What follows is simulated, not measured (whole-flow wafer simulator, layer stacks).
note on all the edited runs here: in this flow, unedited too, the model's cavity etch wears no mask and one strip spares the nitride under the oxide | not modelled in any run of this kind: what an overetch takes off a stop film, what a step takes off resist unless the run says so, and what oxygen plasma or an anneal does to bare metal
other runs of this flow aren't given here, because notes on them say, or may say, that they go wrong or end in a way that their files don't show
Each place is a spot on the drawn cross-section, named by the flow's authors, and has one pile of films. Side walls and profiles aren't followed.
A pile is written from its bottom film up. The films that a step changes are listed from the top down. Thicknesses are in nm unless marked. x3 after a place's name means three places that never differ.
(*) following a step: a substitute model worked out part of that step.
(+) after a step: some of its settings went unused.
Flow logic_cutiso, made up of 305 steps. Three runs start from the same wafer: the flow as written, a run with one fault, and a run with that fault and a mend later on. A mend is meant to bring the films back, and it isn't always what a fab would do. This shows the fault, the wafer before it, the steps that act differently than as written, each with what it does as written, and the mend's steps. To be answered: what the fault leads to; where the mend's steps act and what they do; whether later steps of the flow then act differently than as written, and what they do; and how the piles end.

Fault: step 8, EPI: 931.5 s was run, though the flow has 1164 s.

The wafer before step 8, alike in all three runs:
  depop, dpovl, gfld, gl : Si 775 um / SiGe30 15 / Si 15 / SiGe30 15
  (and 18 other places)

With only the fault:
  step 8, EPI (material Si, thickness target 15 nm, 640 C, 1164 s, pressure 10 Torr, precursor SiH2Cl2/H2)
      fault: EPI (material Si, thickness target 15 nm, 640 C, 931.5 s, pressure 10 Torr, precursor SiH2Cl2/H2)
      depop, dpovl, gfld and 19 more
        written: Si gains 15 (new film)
        fault: Si gains 12 (new film)
  Steps later in the flow that act otherwise than as written (2 more steps, not shown, differ only slightly: by at most 2% or 0.5 nm, whichever is larger):
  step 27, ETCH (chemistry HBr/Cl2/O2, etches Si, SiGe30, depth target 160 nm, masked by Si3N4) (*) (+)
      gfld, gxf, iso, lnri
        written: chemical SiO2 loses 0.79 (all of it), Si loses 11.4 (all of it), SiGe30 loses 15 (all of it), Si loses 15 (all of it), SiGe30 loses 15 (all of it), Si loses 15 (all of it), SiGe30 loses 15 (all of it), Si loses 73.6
        fault: chemical SiO2 loses 0.79 (all of it), Si loses 11.4 (all of it), SiGe30 loses 15 (all of it), Si loses 12 (all of it), SiGe30 loses 15 (all of it), Si loses 15 (all of it), SiGe30 loses 15 (all of it), Si loses 76.6
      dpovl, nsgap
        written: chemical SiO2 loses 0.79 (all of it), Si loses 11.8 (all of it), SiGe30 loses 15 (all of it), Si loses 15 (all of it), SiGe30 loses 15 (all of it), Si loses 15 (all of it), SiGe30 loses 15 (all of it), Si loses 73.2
        fault: chemical SiO2 loses 0.79 (all of it), Si loses 11.8 (all of it), SiGe30 loses 15 (all of it), Si loses 12 (all of it), SiGe30 loses 15 (all of it), Si loses 15 (all of it), SiGe30 loses 15 (all of it), Si loses 76.2
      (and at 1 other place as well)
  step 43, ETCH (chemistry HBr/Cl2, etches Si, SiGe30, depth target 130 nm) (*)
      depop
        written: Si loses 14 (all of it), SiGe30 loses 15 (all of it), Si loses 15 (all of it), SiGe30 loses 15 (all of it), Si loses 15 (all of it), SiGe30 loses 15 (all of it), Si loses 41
        fault: Si loses 14 (all of it), SiGe30 loses 15 (all of it), Si loses 12 (all of it), SiGe30 loses 15 (all of it), Si loses 15 (all of it), SiGe30 loses 15 (all of it), Si loses 44
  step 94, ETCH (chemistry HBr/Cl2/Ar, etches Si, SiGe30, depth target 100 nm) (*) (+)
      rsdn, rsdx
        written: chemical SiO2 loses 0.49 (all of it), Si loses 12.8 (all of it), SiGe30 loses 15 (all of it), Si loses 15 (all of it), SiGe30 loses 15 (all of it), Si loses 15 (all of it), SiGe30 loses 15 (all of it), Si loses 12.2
        fault: chemical SiO2 loses 0.49 (all of it), Si loses 12.8 (all of it), SiGe30 loses 15 (all of it), Si loses 12 (all of it), SiGe30 loses 15 (all of it), Si loses 15 (all of it), SiGe30 loses 15 (all of it), Si loses 15.2
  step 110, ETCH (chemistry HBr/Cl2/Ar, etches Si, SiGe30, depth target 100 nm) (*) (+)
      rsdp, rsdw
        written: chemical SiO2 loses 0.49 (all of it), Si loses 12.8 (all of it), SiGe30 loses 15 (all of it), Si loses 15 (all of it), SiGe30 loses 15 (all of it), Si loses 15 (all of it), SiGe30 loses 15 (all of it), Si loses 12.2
        fault: chemical SiO2 loses 0.49 (all of it), Si loses 12.8 (all of it), SiGe30 loses 15 (all of it), Si loses 12 (all of it), SiGe30 loses 15 (all of it), Si loses 15 (all of it), SiGe30 loses 15 (all of it), Si loses 15.2
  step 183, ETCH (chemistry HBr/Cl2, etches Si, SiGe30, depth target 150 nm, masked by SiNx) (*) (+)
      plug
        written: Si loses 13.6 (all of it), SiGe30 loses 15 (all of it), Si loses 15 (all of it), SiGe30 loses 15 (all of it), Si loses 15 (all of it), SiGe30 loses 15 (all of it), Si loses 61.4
        fault: Si loses 13.6 (all of it), SiGe30 loses 15 (all of it), Si loses 12 (all of it), SiGe30 loses 15 (all of it), Si loses 15 (all of it), SiGe30 loses 15 (all of it), Si loses 64.4
  At gl, glp, gxn and 6 more, the piles at the end differ from the flow's by more than 2% or 0.5 nm, whichever is larger.
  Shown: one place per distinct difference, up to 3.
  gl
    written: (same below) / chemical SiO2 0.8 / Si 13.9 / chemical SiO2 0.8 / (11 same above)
    fault: (same below) / chemical SiO2 0.8 / Si 10.9 / chemical SiO2 0.8 / (11 same above)
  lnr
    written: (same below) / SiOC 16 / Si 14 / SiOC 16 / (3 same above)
    fault: (same below) / SiOC 16 / Si 11 / SiOC 16 / (3 same above)
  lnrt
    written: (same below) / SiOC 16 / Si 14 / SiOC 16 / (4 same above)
    fault: (same below) / SiOC 16 / Si 11 / SiOC 16 / (4 same above)

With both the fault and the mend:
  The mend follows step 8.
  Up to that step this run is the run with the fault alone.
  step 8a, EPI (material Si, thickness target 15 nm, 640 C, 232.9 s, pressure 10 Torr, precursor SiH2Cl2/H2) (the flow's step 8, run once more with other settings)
      depop, dpovl, gfld and 19 more
        Si gains 3
  Later steps of the flow that are run all act as written at every place that is followed.
  The piles end the same as the flow's at every place that both follow.
